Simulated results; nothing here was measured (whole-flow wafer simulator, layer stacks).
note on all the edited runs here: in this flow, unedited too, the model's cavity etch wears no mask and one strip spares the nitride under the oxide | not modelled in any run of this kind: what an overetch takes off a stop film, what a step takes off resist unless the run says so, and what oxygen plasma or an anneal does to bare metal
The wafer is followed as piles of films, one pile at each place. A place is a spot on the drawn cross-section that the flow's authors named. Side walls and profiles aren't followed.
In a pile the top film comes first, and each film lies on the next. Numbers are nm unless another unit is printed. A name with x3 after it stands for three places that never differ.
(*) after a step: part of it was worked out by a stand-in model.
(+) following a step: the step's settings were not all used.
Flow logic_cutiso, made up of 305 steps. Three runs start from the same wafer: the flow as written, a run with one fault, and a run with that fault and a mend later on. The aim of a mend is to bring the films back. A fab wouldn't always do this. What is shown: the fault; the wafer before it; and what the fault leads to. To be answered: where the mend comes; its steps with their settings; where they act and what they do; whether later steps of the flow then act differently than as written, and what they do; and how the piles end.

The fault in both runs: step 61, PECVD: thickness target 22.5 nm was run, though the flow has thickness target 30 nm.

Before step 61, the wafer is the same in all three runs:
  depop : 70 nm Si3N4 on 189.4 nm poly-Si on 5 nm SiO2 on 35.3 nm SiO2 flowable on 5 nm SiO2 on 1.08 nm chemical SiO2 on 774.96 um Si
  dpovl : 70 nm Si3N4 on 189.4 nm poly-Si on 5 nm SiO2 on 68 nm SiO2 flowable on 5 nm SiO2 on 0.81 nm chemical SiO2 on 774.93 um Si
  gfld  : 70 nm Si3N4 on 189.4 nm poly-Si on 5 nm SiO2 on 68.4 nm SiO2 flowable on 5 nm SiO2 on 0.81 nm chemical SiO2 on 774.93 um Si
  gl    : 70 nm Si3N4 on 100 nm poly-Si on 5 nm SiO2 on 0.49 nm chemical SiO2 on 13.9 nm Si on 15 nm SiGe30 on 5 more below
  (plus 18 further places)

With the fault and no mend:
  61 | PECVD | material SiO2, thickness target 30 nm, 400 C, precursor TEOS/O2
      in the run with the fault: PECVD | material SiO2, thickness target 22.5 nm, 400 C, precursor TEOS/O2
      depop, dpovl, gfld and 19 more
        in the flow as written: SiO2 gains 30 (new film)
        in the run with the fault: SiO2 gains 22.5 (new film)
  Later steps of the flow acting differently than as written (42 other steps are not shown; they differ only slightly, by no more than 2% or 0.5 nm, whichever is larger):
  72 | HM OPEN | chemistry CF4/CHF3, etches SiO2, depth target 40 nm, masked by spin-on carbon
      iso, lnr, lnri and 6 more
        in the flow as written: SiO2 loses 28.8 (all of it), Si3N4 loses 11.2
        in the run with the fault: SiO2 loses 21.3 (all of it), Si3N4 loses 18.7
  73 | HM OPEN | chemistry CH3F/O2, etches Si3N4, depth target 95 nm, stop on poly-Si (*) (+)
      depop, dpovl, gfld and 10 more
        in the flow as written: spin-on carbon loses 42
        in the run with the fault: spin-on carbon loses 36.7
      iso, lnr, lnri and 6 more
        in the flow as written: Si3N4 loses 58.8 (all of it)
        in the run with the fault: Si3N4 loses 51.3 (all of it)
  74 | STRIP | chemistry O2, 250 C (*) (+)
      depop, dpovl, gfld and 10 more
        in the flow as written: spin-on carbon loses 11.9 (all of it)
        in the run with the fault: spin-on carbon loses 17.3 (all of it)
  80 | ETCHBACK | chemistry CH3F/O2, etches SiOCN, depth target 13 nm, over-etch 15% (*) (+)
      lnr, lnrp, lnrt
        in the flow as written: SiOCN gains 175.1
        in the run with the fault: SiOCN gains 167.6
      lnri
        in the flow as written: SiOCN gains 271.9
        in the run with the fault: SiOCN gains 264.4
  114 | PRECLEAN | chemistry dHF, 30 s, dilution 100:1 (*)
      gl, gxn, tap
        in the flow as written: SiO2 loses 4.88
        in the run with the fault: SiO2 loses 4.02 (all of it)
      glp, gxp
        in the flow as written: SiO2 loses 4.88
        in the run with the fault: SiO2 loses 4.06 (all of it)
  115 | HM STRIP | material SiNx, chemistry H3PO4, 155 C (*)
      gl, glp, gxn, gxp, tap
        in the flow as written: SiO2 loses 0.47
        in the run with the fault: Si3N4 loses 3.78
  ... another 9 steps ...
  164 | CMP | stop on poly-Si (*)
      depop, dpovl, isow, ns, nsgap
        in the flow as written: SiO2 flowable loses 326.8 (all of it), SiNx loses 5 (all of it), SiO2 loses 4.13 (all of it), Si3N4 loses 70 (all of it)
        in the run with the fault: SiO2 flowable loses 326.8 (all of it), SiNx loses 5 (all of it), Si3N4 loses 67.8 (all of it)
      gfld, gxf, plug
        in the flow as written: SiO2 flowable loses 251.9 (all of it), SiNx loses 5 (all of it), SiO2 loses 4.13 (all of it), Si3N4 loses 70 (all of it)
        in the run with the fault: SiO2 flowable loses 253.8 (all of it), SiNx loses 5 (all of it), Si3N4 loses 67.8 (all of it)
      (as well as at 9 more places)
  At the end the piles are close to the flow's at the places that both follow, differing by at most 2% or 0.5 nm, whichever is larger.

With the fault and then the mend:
  The mend follows step 61.
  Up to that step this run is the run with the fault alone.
  61a | PECVD | material SiO2, thickness target 7.5 nm, 400 C, precursor TEOS/O2 (a further turn of the flow's step 61, with different settings)
      depop, dpovl, gfld and 19 more
        SiO2 gains 7.5
  Every later step of the flow that is run acts as written at every place that is followed.
  At every place that both follow, the piles at the end match the flow's.
